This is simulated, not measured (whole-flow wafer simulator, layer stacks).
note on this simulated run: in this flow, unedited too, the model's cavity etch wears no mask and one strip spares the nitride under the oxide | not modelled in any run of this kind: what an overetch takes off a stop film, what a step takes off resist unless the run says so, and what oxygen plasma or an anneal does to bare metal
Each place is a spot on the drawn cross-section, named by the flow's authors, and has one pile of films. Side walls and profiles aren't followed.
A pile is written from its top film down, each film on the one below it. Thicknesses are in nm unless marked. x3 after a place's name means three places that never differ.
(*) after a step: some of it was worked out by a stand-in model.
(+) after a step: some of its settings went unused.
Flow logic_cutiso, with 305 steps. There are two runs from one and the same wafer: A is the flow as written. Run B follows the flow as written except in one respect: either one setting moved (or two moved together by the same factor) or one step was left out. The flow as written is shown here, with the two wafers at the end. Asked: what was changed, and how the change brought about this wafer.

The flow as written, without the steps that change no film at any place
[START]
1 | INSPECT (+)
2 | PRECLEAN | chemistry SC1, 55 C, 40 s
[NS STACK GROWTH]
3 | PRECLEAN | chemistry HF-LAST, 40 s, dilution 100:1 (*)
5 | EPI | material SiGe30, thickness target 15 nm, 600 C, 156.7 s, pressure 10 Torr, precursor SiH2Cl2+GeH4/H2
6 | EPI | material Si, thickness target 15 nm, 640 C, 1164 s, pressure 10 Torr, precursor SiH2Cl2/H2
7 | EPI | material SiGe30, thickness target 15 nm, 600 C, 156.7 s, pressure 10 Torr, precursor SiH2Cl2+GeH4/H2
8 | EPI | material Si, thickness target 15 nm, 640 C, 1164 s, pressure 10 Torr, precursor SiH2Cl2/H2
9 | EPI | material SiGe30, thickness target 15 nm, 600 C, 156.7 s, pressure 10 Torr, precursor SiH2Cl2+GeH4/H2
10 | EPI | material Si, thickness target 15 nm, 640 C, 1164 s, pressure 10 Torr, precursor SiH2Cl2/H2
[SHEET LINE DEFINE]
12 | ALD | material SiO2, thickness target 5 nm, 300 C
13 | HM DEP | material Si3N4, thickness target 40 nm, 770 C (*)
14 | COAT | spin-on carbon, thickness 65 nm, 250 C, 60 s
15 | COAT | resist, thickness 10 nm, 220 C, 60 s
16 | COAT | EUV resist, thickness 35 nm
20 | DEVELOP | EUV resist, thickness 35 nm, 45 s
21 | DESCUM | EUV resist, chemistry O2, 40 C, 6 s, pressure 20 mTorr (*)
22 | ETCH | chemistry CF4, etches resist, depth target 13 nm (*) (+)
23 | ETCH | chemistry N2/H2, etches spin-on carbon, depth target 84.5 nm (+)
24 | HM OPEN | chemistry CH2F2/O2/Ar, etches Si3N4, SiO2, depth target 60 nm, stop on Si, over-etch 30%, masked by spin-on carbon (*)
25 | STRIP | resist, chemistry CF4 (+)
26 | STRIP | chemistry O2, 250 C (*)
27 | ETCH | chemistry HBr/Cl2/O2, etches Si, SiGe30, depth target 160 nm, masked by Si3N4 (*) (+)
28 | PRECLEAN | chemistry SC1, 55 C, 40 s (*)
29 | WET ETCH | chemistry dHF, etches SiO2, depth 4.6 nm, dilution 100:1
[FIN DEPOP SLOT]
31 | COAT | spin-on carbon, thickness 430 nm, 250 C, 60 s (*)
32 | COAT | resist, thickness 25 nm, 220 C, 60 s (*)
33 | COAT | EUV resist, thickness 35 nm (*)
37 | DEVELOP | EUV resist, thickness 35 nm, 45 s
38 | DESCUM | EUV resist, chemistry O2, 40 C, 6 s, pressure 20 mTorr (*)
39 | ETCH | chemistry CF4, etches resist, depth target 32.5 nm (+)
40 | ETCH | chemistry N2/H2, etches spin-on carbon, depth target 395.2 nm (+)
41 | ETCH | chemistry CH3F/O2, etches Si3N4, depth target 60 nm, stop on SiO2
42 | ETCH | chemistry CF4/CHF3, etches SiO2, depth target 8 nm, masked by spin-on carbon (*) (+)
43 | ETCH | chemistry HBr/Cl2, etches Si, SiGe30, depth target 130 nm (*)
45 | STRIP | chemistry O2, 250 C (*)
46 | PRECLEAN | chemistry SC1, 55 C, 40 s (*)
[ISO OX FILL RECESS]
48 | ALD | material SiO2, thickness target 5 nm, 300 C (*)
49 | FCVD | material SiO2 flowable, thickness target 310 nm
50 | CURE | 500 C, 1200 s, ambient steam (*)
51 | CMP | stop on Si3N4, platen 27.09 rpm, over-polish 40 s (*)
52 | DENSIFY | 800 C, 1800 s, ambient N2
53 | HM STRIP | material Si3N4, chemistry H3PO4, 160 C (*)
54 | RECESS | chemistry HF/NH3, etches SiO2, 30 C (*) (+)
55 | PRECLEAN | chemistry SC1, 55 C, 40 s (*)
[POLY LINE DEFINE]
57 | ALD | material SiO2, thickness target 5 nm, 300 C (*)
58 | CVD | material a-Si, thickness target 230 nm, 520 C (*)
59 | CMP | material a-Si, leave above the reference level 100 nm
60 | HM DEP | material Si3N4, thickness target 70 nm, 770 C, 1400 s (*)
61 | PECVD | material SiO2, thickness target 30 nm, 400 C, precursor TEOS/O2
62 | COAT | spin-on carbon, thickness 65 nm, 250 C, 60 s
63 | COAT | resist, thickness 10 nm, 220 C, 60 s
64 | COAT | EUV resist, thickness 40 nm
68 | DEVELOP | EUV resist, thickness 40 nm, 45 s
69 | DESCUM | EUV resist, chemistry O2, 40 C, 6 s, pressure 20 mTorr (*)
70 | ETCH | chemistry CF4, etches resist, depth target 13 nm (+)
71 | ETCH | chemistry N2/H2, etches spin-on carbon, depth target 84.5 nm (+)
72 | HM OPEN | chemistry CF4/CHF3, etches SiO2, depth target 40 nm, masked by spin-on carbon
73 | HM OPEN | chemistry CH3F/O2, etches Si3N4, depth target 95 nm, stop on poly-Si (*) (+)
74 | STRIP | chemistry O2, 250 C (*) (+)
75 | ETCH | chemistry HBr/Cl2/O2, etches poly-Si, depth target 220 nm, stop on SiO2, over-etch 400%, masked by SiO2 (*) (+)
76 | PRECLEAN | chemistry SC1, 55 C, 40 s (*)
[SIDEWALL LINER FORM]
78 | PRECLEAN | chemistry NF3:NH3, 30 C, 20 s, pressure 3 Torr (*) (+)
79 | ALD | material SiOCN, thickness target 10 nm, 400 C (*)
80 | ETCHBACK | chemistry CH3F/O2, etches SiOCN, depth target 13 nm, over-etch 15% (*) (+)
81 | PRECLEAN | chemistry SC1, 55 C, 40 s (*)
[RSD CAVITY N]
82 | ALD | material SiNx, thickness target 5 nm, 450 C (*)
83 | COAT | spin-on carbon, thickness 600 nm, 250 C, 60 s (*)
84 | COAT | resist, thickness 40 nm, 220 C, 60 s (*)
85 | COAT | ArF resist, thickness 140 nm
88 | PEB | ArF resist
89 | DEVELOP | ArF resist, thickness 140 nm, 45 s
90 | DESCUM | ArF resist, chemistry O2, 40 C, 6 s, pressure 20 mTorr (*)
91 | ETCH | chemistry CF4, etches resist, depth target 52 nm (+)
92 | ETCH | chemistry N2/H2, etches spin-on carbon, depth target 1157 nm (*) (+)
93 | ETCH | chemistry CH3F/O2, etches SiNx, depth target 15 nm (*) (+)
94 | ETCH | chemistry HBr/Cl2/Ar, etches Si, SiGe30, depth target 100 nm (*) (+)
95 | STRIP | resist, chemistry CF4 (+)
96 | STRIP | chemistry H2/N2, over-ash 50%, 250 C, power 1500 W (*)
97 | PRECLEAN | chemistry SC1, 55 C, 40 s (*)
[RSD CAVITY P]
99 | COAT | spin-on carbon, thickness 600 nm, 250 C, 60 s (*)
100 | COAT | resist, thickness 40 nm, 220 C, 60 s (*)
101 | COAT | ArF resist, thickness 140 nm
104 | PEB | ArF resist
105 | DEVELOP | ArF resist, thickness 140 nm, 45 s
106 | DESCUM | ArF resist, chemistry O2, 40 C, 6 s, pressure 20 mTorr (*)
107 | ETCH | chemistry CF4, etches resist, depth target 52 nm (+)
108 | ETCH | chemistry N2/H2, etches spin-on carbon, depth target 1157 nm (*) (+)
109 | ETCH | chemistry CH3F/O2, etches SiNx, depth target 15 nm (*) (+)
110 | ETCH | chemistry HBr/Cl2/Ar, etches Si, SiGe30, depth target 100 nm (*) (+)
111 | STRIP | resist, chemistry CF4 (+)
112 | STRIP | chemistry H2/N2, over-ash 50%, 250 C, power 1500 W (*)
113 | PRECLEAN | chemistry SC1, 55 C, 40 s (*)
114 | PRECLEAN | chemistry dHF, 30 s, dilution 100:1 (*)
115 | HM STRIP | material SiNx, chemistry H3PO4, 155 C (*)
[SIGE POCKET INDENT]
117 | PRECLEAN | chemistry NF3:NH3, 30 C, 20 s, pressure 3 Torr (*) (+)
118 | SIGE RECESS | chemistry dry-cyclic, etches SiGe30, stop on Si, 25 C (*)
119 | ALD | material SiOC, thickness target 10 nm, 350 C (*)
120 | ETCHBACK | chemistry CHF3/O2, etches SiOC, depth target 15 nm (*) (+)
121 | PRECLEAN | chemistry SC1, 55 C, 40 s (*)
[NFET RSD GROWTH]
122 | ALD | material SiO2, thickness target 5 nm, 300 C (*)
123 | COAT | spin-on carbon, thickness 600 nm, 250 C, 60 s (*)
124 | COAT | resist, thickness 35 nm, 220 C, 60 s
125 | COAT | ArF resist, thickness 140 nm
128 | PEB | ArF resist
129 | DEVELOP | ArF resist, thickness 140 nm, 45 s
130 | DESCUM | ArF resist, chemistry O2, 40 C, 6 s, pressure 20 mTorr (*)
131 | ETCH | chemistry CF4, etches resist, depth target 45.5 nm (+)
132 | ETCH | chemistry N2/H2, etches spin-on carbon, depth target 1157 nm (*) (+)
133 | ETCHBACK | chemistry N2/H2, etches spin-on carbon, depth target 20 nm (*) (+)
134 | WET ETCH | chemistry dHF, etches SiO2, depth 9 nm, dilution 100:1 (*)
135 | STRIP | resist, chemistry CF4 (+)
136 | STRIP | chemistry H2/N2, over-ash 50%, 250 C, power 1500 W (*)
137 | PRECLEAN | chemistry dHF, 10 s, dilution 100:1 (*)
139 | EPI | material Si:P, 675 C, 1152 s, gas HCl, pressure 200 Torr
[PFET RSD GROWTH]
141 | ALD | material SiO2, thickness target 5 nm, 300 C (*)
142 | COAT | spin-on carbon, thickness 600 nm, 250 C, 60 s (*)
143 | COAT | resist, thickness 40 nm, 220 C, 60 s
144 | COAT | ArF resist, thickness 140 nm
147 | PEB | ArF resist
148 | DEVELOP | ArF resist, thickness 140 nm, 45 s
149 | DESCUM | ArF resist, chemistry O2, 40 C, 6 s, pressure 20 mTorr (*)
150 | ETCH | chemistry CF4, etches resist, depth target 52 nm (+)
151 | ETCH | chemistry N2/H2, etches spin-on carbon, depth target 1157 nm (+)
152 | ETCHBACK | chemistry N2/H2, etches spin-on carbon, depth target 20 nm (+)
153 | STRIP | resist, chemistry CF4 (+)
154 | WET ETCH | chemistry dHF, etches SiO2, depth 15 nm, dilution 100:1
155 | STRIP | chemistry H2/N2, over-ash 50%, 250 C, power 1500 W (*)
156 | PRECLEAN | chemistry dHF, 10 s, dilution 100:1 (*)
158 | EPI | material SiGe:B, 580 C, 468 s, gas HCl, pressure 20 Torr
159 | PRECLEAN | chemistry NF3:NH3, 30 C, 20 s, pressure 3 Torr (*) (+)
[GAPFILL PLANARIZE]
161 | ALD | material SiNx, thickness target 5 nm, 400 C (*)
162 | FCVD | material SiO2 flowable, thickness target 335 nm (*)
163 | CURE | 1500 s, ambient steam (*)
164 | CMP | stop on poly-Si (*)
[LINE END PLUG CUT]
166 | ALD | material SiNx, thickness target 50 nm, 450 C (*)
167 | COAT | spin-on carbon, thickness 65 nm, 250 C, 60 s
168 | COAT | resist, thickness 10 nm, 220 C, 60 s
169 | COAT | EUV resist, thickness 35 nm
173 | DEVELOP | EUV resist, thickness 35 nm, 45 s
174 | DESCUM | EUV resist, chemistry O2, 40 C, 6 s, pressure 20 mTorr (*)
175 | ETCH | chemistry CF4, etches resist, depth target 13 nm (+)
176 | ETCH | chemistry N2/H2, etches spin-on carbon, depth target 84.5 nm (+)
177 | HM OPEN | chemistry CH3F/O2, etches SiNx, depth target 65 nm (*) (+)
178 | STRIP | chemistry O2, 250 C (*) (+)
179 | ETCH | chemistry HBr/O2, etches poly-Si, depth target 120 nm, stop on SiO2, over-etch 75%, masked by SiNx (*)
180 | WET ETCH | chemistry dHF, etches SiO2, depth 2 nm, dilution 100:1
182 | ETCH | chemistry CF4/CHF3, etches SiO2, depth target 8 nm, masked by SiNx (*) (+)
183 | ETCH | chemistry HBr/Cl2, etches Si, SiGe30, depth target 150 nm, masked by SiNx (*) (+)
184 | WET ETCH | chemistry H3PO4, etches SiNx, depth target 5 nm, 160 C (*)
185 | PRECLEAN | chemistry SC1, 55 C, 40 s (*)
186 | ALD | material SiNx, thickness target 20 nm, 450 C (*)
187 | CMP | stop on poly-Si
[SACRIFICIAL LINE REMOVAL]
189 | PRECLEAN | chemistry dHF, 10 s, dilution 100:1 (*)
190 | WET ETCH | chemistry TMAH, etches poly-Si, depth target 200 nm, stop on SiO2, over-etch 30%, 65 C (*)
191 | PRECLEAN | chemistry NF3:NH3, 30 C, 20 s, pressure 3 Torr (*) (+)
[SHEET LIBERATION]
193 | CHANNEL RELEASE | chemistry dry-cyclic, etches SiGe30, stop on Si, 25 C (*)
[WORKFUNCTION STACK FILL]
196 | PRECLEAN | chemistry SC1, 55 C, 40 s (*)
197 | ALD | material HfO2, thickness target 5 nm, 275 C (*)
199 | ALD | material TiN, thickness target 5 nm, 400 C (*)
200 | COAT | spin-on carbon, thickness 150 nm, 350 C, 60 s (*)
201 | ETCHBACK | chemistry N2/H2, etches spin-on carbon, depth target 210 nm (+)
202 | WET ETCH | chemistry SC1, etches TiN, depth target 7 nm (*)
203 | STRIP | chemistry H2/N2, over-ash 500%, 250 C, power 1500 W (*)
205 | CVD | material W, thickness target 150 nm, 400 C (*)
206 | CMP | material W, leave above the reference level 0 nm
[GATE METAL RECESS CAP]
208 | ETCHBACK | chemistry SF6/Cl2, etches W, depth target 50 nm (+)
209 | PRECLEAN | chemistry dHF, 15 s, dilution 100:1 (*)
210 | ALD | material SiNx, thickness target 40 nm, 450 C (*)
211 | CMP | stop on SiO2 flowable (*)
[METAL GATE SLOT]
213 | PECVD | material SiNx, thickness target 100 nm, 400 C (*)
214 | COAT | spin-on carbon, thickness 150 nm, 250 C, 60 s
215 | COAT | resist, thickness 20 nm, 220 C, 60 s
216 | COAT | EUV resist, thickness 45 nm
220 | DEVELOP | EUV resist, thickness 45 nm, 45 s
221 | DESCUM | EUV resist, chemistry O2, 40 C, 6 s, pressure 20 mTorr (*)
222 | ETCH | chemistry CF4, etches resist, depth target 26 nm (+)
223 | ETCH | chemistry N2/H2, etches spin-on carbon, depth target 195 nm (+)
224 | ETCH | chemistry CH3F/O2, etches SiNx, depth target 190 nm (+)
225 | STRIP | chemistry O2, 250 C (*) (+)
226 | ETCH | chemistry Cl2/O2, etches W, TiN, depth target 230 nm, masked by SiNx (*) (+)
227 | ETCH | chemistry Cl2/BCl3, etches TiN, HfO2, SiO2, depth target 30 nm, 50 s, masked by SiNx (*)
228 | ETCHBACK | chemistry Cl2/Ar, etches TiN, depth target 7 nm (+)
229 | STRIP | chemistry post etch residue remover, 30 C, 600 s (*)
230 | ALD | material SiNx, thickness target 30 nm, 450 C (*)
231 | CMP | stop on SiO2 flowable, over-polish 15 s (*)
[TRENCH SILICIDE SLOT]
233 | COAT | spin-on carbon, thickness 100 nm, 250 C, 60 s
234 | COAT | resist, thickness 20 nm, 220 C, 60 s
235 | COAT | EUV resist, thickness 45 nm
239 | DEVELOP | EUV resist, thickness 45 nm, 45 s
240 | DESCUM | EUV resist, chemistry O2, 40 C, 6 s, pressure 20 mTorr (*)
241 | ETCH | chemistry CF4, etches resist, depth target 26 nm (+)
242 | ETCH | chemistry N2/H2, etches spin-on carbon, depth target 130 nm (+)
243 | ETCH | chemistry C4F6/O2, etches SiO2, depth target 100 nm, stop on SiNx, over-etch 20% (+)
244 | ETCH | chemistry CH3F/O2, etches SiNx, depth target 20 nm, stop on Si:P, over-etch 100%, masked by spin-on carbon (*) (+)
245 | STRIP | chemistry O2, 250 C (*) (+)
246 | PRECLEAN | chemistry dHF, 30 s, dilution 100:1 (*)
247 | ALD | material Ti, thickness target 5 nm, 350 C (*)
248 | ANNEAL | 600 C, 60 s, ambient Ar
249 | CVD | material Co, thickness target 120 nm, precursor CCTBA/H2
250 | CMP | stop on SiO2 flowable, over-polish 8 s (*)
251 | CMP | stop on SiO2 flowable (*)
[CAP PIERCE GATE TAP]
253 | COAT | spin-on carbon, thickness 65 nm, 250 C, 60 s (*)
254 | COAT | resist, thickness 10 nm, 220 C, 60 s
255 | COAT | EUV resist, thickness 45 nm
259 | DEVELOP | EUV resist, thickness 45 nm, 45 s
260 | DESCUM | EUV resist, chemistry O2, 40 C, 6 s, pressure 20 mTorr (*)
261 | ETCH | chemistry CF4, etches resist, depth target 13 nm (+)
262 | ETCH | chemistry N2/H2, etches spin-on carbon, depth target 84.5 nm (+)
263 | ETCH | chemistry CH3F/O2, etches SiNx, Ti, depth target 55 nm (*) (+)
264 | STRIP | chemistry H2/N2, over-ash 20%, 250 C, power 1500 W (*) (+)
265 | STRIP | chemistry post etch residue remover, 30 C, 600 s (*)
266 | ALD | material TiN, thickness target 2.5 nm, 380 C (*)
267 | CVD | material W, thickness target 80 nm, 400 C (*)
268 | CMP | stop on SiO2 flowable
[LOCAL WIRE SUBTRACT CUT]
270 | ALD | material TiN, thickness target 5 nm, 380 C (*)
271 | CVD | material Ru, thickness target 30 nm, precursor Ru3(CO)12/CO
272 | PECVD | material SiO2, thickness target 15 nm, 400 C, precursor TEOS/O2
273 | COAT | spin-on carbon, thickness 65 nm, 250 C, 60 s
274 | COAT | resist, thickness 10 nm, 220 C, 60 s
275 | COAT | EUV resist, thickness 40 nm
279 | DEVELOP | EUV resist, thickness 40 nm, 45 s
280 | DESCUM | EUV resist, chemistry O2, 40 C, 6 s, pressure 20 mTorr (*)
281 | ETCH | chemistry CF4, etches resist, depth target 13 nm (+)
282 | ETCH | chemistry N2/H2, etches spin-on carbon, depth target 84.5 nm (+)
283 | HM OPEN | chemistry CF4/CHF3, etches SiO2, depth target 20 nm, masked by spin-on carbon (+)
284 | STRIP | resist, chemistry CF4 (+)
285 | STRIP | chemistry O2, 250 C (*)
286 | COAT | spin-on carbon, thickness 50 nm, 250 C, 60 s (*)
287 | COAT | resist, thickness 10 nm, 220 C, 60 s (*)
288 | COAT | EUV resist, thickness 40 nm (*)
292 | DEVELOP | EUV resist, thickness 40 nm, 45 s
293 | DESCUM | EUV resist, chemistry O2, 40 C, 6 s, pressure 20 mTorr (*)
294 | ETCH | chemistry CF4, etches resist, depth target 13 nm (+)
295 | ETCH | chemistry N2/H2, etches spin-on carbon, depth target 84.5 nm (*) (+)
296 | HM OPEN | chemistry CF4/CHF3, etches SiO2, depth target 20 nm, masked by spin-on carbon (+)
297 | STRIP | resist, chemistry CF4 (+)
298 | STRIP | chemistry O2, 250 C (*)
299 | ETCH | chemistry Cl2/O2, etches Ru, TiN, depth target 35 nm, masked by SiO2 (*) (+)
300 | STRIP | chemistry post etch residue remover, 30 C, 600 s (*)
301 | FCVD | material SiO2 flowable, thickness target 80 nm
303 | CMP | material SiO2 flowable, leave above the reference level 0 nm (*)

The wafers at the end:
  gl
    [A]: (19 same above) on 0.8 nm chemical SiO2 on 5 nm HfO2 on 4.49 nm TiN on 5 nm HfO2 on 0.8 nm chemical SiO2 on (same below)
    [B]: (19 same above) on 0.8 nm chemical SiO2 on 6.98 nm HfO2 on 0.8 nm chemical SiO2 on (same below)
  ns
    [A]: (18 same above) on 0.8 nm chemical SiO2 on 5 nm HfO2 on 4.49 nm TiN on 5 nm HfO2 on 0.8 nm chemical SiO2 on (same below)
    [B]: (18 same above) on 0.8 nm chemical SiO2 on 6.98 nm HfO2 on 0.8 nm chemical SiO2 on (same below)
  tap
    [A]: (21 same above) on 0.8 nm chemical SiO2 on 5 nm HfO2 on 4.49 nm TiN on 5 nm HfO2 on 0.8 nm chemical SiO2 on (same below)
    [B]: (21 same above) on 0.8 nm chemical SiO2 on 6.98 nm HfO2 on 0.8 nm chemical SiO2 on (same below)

Cause: step 5, EPI: 78.3 s was run, whereas the flow has 156.7 s.

How this came from the change, step by step:
  5 | EPI | material SiGe30, thickness target 15 nm, 600 C, 156.7 s, pressure 10 Torr, precursor SiH2Cl2+GeH4/H2
      depop, dpovl, gfld and 19 more: A SiGe30 gains 15 (new film) | B SiGe30 gains 7.5 (new film)
  27 | ETCH | chemistry HBr/Cl2/O2, etches Si, SiGe30, depth target 160 nm, masked by Si3N4 (*) (+)
      gfld, gxf, iso, lnri: A chemical SiO2 loses 0.79 (all of it), Si loses 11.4 (all of it), SiGe30 loses 15 (all of it), Si loses 15 (all of it), SiGe30 loses 15 (all of it), Si loses 15 (all of it), SiGe30 loses 15 (all of it), Si loses 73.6 | B chemical SiO2 loses 0.79 (all of it), Si loses 11.4 (all of it), SiGe30 loses 15 (all of it), Si loses 15 (all of it), SiGe30 loses 15 (all of it), Si loses 15 (all of it), SiGe30 loses 7.5 (all of it), Si loses 81.1
      dpovl, nsgap: A chemical SiO2 loses 0.79 (all of it), Si loses 11.8 (all of it), SiGe30 loses 15 (all of it), Si loses 15 (all of it), SiGe30 loses 15 (all of it), Si loses 15 (all of it), SiGe30 loses 15 (all of it), Si loses 73.2 | B chemical SiO2 loses 0.79 (all of it), Si loses 11.8 (all of it), SiGe30 loses 15 (all of it), Si loses 15 (all of it), SiGe30 loses 15 (all of it), Si loses 15 (all of it), SiGe30 loses 7.5 (all of it), Si loses 80.7
      (also at 1 further place)
  43 | ETCH | chemistry HBr/Cl2, etches Si, SiGe30, depth target 130 nm (*)
      depop: A Si loses 14 (all of it), SiGe30 loses 15 (all of it), Si loses 15 (all of it), SiGe30 loses 15 (all of it), Si loses 15 (all of it), SiGe30 loses 15 (all of it), Si loses 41 | B Si loses 14 (all of it), SiGe30 loses 15 (all of it), Si loses 15 (all of it), SiGe30 loses 15 (all of it), Si loses 15 (all of it), SiGe30 loses 7.5 (all of it), Si loses 48.5
  94 | ETCH | chemistry HBr/Cl2/Ar, etches Si, SiGe30, depth target 100 nm (*) (+)
      rsdn, rsdx: A chemical SiO2 loses 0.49 (all of it), Si loses 12.8 (all of it), SiGe30 loses 15 (all of it), Si loses 15 (all of it), SiGe30 loses 15 (all of it), Si loses 15 (all of it), SiGe30 loses 15 (all of it), Si loses 12.2 | B chemical SiO2 loses 0.49 (all of it), Si loses 12.8 (all of it), SiGe30 loses 15 (all of it), Si loses 15 (all of it), SiGe30 loses 15 (all of it), Si loses 15 (all of it), SiGe30 loses 7.5 (all of it), Si loses 19.7
  110 | ETCH | chemistry HBr/Cl2/Ar, etches Si, SiGe30, depth target 100 nm (*) (+)
      rsdp, rsdw: A chemical SiO2 loses 0.49 (all of it), Si loses 12.8 (all of it), SiGe30 loses 15 (all of it), Si loses 15 (all of it), SiGe30 loses 15 (all of it), Si loses 15 (all of it), SiGe30 loses 15 (all of it), Si loses 12.2 | B chemical SiO2 loses 0.49 (all of it), Si loses 12.8 (all of it), SiGe30 loses 15 (all of it), Si loses 15 (all of it), SiGe30 loses 15 (all of it), Si loses 15 (all of it), SiGe30 loses 7.5 (all of it), Si loses 19.7
  118 | SIGE RECESS | chemistry dry-cyclic, etches SiGe30, stop on Si, 25 C (*)
      lnr, lnrp, lnrt: A SiOCN loses 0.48, Si loses 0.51, cavity gains 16 (new film), SiGe30 loses 15 (all of it), Si loses 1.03, cavity gains 16 (new film), SiGe30 loses 15 (all of it), Si loses 1.03, cavity gains 16 (new film), SiGe30 loses 15 (all of it), Si loses 0.51 | B SiOCN loses 0.48, Si loses 0.51, cavity gains 16 (new film), SiGe30 loses 15 (all of it), Si loses 1.03, cavity gains 16 (new film), SiGe30 loses 15 (all of it), Si loses 1.03, cavity gains 8.52 (new film), SiGe30 loses 7.5 (all of it), Si loses 0.51
  119 | ALD | material SiOC, thickness target 10 nm, 350 C (*)
      lnr, lnrp, lnrt: A SiOC gains 10 (new film), SiOC gains 16 (new film), cavity loses 16 (all of it), SiOC gains 16 (new film), cavity loses 16 (all of it), SiOC gains 16 (new film), cavity loses 16 (all of it) | B SiOC gains 10 (new film), SiOC gains 16 (new film), cavity loses 16 (all of it), SiOC gains 16 (new film), cavity loses 16 (all of it), SiOC gains 8.52 (new film), cavity loses 8.52 (all of it)
  183 | ETCH | chemistry HBr/Cl2, etches Si, SiGe30, depth target 150 nm, masked by SiNx (*) (+)
      plug: A Si loses 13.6 (all of it), SiGe30 loses 15 (all of it), Si loses 15 (all of it), SiGe30 loses 15 (all of it), Si loses 15 (all of it), SiGe30 loses 15 (all of it), Si loses 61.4 | B Si loses 13.6 (all of it), SiGe30 loses 15 (all of it), Si loses 15 (all of it), SiGe30 loses 15 (all of it), Si loses 15 (all of it), SiGe30 loses 7.5 (all of it), Si loses 68.9
  193 | CHANNEL RELEASE | chemistry dry-cyclic, etches SiGe30, stop on Si, 25 C (*)
      gl, glp, gxn, gxp, ns, tap: A chemical SiO2 gains 0.8 (new film), Si loses 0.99, chemical SiO2 gains 0.8 (new film), cavity gains 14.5 (new film), chemical SiO2 gains 0.8 (new film), SiGe30 loses 15 (all of it), Si loses 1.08, chemical SiO2 gains 0.8 (new film), cavity gains 14.5 (new film), chemical SiO2 gains 0.8 (new film), SiGe30 loses 15 (all of it), Si loses 1.08, chemical SiO2 gains 0.8 (new film), cavity gains 14.5 (new film), chemical SiO2 gains 0.8 (new film), SiGe30 loses 15 (all of it), Si loses 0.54 | B chemical SiO2 gains 0.8 (new film), Si loses 0.99, chemical SiO2 gains 0.8 (new film), cavity gains 14.5 (new film), chemical SiO2 gains 0.8 (new film), SiGe30 loses 15 (all of it), Si loses 1.08, chemical SiO2 gains 0.8 (new film), cavity gains 14.5 (new film), chemical SiO2 gains 0.8 (new film), SiGe30 loses 15 (all of it), Si loses 1.08, chemical SiO2 gains 0.8 (new film), cavity gains 6.98 (new film), chemical SiO2 gains 0.8 (new film), SiGe30 loses 7.5 (all of it), Si loses 0.54
  197 | ALD | material HfO2, thickness target 5 nm, 275 C (*)
      gl, glp, gxn, gxp, ns, tap: A HfO2 gains 5 (new film), HfO2 gains 5 (new film), cavity loses 10, HfO2 gains 5 (new film), HfO2 gains 5 (new film), cavity loses 10, HfO2 gains 5 (new film), HfO2 gains 5 (new film), cavity loses 10, HfO2 gains 5 (new film) | B HfO2 gains 5 (new film), HfO2 gains 5 (new film), cavity loses 10, HfO2 gains 5 (new film), HfO2 gains 5 (new film), cavity loses 10, HfO2 gains 5 (new film), HfO2 gains 6.98 (new film), cavity loses 6.98 (all of it)
  199 | ALD | material TiN, thickness target 5 nm, 400 C (*)
      gl, glp, tap: A TiN gains 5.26 (new film), TiN gains 4.49 (new film), cavity loses 4.49 (all of it), TiN gains 4.49 (new film), cavity loses 4.49 (all of it), TiN gains 4.49 (new film), cavity loses 4.49 (all of it) | B TiN gains 5.26 (new film), TiN gains 4.49 (new film), cavity loses 4.49 (all of it), TiN gains 4.49 (new film), cavity loses 4.49 (all of it)
      gxn, gxp, ns: A TiN gains 5 (new film), TiN gains 4.49 (new film), cavity loses 4.49 (all of it), TiN gains 4.49 (new film), cavity loses 4.49 (all of it), TiN gains 4.49 (new film), cavity loses 4.49 (all of it) | B TiN gains 5 (new film), TiN gains 4.49 (new film), cavity loses 4.49 (all of it), TiN gains 4.49 (new film), cavity loses 4.49 (all of it)
Taking metal films that touch as one body, gl has 3 bodies (between them, from the top down: HfO2 5 / chemical SiO2 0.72 / Si 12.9 / chemical SiO2 0.8 / HfO2 5; HfO2 5 / chemical SiO2 0.8 / Si 13.9 / chemical SiO2 0.8 / HfO2 5); the flow as written gives 4 bodies (between them, from the top down: HfO2 5 / chemical SiO2 0.72 / Si 12.9 / chemical SiO2 0.8 / HfO2 5; HfO2 5 / chemical SiO2 0.8 / Si 13.9 / chemical SiO2 0.8 / HfO2 5; HfO2 5 / chemical SiO2 0.8 / Si 13.9 / chemical SiO2 0.8 / HfO2 5).
Taking metal films that touch as one body, ns has 3 bodies (between them, from the top down: HfO2 5 / chemical SiO2 0.72 / Si 12.9 / chemical SiO2 0.8 / HfO2 5; HfO2 5 / chemical SiO2 0.8 / Si 13.9 / chemical SiO2 0.8 / HfO2 5); the flow as written gives 4 bodies (between them, from the top down: HfO2 5 / chemical SiO2 0.72 / Si 12.9 / chemical SiO2 0.8 / HfO2 5; HfO2 5 / chemical SiO2 0.8 / Si 13.9 / chemical SiO2 0.8 / HfO2 5; HfO2 5 / chemical SiO2 0.8 / Si 13.9 / chemical SiO2 0.8 / HfO2 5).
Taking metal films that touch as one body, tap has 3 bodies (between them, from the top down: HfO2 5 / chemical SiO2 0.72 / Si 12.9 / chemical SiO2 0.8 / HfO2 5; HfO2 5 / chemical SiO2 0.8 / Si 13.9 / chemical SiO2 0.8 / HfO2 5); the flow as written gives 4 bodies (between them, from the top down: HfO2 5 / chemical SiO2 0.72 / Si 12.9 / chemical SiO2 0.8 / HfO2 5; HfO2 5 / chemical SiO2 0.8 / Si 13.9 / chemical SiO2 0.8 / HfO2 5; HfO2 5 / chemical SiO2 0.8 / Si 13.9 / chemical SiO2 0.8 / HfO2 5).
